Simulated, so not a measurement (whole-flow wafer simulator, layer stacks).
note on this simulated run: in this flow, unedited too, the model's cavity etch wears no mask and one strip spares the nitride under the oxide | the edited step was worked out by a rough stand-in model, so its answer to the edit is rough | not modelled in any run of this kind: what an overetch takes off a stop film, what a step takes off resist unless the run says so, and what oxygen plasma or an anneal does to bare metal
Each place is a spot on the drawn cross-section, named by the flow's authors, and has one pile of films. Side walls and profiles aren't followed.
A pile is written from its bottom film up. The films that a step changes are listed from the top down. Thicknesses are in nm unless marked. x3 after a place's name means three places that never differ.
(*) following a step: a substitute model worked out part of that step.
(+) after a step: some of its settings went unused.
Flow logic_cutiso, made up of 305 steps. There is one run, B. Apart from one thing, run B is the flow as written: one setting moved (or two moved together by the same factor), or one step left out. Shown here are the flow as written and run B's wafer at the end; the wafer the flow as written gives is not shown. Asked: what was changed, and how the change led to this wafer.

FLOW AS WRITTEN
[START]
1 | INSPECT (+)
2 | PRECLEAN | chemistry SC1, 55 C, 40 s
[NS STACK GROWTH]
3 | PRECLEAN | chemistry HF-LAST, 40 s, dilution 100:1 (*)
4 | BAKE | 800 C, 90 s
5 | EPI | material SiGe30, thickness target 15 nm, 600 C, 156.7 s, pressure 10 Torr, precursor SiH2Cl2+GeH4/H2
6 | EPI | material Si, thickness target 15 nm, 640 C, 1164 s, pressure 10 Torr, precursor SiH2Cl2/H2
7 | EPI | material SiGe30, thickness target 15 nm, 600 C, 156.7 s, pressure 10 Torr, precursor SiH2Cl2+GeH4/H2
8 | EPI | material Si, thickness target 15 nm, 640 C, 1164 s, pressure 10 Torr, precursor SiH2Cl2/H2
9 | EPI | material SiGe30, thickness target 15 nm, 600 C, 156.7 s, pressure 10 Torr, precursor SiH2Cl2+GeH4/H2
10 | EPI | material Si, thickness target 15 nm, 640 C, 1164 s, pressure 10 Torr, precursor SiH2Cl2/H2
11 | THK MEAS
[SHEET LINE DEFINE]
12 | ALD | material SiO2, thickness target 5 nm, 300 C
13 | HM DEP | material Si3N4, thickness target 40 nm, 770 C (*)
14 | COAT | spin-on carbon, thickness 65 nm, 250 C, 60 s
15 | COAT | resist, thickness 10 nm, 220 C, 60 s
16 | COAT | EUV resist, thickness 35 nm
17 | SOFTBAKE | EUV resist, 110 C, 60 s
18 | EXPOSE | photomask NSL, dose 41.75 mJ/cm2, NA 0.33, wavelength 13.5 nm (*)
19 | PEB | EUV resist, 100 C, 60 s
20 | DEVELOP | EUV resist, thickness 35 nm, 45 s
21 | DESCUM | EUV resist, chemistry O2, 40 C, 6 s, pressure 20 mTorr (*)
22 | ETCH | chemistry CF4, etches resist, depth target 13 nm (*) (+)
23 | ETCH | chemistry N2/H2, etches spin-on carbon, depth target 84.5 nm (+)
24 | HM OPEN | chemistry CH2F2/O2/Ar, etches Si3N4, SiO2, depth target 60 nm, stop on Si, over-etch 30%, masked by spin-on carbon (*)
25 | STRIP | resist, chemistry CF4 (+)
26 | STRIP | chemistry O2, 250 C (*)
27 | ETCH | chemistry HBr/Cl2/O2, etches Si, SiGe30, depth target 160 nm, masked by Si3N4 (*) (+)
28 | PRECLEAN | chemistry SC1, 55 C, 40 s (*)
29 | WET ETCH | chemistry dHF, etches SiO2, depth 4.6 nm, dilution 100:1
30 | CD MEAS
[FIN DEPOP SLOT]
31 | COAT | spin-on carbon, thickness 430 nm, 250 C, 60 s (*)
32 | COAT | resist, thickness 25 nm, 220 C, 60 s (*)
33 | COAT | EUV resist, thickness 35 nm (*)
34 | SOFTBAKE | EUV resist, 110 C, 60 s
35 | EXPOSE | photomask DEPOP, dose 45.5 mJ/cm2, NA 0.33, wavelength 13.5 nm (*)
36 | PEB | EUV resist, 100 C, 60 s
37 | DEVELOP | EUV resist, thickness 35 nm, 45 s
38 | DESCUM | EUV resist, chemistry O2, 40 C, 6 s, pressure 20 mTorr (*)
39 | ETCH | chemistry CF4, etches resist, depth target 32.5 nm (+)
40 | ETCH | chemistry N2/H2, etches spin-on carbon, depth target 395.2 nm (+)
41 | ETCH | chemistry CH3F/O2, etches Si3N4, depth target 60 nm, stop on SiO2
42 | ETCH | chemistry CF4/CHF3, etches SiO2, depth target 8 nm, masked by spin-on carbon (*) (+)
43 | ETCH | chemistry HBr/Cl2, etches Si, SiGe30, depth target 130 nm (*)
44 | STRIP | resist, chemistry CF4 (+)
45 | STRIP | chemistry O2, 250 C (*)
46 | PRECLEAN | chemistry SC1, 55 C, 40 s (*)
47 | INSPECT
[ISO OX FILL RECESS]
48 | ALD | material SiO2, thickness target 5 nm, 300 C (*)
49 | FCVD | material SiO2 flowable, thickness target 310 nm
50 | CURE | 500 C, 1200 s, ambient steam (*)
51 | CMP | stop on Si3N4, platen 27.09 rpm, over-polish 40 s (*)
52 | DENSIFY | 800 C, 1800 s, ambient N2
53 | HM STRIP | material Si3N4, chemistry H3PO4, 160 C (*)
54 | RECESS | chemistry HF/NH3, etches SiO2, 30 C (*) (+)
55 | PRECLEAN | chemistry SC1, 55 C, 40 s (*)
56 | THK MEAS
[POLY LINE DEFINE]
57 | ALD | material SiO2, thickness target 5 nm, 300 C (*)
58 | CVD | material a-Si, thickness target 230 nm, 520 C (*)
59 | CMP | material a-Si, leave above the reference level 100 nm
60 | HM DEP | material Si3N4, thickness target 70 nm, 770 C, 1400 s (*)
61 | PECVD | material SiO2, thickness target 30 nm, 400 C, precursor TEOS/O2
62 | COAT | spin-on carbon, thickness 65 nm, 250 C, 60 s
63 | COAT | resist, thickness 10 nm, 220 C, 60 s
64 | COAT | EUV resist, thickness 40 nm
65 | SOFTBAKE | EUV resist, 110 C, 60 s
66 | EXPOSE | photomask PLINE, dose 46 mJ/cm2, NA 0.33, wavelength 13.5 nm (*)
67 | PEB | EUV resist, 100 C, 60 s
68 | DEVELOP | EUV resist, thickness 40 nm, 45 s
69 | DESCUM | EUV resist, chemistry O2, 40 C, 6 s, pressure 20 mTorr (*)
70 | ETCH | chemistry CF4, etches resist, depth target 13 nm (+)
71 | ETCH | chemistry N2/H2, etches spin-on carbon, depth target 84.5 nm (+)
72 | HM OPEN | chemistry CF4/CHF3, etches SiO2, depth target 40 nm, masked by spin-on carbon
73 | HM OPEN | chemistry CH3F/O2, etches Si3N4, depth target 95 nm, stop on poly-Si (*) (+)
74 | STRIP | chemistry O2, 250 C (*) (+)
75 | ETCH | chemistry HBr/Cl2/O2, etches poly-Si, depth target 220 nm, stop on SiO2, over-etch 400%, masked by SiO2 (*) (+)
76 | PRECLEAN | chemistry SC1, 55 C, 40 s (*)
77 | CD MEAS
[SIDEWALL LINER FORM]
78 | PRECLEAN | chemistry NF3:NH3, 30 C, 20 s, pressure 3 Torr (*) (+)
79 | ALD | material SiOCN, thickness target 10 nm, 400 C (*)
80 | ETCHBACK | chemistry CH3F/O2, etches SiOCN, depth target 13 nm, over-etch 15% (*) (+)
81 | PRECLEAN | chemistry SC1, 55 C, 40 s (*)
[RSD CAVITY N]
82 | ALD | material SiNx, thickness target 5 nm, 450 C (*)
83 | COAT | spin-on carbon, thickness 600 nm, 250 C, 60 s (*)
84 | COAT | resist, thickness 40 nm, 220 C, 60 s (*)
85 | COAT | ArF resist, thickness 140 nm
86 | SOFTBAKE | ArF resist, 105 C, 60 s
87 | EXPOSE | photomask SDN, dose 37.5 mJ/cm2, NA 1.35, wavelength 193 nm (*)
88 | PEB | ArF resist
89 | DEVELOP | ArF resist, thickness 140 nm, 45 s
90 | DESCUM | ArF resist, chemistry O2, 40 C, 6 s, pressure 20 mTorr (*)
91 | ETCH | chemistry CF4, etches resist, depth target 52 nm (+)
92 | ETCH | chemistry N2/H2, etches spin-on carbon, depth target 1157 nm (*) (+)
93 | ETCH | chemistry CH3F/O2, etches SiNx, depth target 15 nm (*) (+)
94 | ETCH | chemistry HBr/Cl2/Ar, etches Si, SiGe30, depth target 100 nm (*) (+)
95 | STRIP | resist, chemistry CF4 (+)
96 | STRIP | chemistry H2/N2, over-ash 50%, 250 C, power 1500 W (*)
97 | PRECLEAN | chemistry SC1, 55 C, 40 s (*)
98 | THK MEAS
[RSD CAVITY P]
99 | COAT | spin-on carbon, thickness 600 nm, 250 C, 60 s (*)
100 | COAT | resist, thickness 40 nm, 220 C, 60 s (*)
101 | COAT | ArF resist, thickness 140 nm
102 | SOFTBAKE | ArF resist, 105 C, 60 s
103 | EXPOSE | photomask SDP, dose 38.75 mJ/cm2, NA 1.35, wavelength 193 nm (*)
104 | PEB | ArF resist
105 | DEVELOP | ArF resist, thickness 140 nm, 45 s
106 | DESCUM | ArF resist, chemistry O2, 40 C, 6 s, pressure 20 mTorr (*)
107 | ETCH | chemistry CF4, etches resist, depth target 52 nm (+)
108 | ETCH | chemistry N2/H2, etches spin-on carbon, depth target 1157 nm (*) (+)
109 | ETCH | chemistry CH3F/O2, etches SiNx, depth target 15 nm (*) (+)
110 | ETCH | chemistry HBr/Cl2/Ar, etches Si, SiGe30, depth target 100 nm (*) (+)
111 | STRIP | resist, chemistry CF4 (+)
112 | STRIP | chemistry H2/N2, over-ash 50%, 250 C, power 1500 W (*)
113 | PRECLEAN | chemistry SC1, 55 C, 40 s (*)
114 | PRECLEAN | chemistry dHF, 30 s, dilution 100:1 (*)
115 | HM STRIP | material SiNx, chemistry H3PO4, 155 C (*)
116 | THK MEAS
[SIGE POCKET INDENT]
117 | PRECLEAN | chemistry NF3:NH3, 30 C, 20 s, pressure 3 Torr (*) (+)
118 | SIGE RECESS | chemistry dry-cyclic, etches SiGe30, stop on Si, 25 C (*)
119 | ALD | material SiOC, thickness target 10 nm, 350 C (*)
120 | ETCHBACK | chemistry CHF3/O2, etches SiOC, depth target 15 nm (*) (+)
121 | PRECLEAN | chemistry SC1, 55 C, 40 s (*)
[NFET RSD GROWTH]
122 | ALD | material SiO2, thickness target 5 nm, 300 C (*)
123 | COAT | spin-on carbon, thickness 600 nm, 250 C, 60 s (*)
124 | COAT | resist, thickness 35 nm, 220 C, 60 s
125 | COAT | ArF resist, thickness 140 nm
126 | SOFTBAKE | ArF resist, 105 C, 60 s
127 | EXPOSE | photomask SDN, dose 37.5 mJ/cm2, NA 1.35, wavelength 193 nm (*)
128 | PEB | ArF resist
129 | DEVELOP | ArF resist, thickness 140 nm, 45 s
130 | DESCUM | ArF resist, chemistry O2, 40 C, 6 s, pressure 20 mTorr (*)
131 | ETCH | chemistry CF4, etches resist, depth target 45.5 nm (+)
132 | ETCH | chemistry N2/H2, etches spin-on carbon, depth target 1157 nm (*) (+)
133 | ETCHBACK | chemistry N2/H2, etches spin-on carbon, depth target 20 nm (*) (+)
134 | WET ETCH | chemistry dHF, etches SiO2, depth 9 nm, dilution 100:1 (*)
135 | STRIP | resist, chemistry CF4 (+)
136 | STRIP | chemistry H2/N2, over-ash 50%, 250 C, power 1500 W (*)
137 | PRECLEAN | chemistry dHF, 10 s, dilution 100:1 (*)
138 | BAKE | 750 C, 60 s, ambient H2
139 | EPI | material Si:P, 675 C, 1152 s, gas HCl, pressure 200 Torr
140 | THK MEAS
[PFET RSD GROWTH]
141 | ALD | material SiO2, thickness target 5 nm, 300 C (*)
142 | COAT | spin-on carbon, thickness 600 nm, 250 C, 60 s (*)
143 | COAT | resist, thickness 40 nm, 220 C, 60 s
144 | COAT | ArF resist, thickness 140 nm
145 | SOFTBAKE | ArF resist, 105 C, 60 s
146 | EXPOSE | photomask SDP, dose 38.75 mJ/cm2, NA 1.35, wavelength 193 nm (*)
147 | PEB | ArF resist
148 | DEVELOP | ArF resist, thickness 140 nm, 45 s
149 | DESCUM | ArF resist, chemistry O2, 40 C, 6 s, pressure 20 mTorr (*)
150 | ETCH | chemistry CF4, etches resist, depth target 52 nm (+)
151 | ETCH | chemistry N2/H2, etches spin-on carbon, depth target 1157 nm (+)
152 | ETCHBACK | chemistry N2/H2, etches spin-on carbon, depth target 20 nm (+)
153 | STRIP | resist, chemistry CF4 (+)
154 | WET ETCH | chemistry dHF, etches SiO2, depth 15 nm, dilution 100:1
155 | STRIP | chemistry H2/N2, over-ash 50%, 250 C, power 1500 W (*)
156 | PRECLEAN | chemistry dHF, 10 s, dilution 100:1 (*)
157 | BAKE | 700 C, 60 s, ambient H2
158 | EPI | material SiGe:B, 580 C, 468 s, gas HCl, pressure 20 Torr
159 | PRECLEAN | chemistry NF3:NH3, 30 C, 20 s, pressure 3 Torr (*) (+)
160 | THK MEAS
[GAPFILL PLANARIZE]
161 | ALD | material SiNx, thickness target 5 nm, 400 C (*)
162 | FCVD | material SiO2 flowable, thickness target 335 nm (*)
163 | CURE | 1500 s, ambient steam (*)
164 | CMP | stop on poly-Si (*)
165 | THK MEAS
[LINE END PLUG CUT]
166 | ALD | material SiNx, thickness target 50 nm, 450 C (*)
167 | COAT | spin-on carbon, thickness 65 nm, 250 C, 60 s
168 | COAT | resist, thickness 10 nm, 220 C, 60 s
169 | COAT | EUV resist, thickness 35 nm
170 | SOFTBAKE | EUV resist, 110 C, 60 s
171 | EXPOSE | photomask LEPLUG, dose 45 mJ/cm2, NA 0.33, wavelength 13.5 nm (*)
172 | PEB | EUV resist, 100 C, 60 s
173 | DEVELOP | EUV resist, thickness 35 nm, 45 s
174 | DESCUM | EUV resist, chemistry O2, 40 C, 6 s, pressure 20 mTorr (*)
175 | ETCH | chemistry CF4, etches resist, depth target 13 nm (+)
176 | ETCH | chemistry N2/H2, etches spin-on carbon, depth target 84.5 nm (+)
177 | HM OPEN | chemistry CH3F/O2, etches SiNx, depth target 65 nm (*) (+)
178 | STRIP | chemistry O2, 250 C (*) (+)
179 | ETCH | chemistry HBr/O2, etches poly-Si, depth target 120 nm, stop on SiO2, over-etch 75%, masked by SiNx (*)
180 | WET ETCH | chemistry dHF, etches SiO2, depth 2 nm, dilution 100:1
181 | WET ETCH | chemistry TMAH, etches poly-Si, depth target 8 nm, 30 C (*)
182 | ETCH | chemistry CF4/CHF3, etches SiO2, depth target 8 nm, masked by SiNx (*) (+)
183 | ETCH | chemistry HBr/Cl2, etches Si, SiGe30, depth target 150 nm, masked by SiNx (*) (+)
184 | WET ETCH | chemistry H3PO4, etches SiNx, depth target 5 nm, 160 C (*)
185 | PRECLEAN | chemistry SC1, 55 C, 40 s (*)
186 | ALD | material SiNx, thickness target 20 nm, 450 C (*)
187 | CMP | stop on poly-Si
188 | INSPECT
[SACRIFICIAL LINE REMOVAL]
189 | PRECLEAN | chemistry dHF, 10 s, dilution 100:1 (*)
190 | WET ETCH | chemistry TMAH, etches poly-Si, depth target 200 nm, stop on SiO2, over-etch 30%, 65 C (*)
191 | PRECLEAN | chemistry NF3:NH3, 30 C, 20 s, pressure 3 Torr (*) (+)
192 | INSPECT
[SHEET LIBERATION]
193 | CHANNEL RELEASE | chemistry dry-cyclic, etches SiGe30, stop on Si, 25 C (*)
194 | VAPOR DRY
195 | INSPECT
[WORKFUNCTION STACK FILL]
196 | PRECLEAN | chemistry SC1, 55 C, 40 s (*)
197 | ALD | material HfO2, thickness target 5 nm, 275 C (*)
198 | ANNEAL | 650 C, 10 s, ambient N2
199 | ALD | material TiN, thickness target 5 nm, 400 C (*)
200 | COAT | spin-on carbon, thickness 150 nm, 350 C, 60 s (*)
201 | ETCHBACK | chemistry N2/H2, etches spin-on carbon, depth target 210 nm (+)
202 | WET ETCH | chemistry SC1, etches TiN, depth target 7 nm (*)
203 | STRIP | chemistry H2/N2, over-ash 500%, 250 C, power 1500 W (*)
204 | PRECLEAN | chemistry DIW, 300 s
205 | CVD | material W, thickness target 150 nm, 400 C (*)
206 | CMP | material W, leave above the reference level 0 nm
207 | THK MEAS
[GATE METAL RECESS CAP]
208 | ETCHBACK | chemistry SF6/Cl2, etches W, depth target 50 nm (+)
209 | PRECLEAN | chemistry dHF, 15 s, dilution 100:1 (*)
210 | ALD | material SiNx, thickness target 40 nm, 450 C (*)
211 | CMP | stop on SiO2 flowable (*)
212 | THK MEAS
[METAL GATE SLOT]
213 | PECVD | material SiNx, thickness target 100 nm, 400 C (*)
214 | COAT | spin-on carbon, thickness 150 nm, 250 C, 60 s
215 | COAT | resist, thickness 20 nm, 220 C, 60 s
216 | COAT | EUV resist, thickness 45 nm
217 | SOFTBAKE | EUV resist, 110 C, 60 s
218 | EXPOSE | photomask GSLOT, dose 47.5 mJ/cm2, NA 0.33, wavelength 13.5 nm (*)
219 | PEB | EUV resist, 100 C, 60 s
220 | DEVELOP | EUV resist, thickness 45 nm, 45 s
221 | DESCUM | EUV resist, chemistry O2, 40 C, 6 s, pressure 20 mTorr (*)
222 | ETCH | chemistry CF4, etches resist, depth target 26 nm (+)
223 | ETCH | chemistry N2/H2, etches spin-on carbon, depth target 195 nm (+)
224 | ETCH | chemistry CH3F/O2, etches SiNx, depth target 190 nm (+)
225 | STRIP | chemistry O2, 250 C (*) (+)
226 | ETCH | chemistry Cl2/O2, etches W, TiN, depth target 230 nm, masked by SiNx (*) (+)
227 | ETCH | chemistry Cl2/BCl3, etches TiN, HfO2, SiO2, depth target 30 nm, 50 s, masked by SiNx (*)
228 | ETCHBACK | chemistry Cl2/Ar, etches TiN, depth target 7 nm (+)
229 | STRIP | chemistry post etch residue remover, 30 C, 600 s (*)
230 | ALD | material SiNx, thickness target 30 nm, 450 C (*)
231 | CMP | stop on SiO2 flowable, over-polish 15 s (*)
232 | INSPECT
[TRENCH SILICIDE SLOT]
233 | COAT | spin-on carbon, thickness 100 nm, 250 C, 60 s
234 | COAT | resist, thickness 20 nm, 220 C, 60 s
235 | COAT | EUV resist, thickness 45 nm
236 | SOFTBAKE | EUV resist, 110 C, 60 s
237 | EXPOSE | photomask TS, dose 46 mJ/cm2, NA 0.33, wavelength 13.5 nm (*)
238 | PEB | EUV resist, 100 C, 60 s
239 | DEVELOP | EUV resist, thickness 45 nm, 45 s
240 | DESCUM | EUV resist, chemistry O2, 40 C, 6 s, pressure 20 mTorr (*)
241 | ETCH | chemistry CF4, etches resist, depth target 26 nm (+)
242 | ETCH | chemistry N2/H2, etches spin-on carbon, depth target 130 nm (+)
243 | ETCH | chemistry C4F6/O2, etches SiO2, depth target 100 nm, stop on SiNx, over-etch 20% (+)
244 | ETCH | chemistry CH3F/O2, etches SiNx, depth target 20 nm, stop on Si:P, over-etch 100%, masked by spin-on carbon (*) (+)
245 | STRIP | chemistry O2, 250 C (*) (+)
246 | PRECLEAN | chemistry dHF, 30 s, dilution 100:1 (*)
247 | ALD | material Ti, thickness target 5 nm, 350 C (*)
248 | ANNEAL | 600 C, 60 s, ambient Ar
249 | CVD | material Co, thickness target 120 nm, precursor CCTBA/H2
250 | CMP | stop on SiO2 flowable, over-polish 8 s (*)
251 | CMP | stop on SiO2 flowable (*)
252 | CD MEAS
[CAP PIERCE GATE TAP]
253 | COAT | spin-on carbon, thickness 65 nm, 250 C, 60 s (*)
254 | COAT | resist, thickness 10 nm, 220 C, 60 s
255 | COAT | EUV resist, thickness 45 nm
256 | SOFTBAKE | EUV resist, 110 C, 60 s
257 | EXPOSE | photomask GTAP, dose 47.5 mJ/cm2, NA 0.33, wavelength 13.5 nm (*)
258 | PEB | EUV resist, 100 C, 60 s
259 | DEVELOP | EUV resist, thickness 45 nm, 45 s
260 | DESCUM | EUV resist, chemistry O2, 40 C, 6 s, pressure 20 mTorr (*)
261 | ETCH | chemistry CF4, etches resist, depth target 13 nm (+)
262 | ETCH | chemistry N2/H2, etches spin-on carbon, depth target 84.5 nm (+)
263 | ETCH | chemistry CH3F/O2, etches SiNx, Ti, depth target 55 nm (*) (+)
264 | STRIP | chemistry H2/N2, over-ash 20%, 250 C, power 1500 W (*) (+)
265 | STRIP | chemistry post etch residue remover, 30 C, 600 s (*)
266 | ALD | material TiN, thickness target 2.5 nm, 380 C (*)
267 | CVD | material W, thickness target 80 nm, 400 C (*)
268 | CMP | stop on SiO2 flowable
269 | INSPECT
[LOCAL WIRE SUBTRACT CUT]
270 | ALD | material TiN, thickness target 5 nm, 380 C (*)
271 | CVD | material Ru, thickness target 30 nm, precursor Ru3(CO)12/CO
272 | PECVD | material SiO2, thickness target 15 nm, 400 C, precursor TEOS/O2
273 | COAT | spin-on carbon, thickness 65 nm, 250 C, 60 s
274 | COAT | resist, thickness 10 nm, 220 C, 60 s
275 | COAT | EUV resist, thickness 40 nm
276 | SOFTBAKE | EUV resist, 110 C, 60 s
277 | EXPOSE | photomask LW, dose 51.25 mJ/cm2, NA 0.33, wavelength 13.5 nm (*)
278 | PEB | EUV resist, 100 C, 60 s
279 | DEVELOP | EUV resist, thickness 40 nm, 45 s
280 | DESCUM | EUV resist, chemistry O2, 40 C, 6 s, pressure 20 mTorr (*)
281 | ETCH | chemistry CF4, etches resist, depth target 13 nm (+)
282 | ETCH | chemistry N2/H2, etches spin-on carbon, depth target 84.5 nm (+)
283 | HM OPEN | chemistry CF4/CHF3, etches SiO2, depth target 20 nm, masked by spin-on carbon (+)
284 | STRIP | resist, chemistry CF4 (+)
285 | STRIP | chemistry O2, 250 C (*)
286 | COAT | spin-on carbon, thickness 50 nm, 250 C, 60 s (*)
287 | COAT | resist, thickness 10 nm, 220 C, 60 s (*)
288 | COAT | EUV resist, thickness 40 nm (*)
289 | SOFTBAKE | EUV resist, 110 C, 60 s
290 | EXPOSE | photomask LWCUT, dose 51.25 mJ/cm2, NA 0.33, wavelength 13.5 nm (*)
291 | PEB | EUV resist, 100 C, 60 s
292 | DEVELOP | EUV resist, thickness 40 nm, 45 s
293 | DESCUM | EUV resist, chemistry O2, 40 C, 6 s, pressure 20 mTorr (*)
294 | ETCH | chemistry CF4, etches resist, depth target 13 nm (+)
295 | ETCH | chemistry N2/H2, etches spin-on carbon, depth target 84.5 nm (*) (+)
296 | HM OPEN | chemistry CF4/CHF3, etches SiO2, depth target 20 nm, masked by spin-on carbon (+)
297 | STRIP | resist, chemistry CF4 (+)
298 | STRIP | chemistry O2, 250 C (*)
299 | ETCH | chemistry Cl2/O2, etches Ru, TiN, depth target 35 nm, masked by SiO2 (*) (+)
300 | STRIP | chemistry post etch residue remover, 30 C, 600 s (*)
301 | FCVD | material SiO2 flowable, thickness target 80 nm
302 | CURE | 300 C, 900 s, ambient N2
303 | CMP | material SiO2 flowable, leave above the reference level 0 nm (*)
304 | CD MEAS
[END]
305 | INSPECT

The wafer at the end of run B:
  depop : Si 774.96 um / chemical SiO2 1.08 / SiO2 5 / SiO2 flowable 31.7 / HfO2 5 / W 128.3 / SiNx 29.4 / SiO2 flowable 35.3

The reason: step 42, ETCH: depth target 4.8 nm was run, whereas the flow has depth target 8 nm.

The path from the change to this, step by step:
  42 | ETCH | chemistry CF4/CHF3, etches SiO2, depth target 8 nm, masked by spin-on carbon (*) (+)
      depop: -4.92 SiO2 (all of it) (it would be, as written: -4.92 SiO2 (all of it), -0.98 Si)
      gl: -4.8 resist (it would be, as written: -6.54 resist (all of it), -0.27 spin-on carbon)
      (also at 20 further places)
  43 | ETCH | chemistry HBr/Cl2, etches Si, SiGe30, depth target 130 nm (*)
      glp, tap: -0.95 resist (all of it), -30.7 spin-on carbon (it would be, as written: -32 spin-on carbon)
      gl: -1.74 resist (all of it), -29.6 spin-on carbon (it would be, as written: -32 spin-on carbon)
      (also at 18 further places)
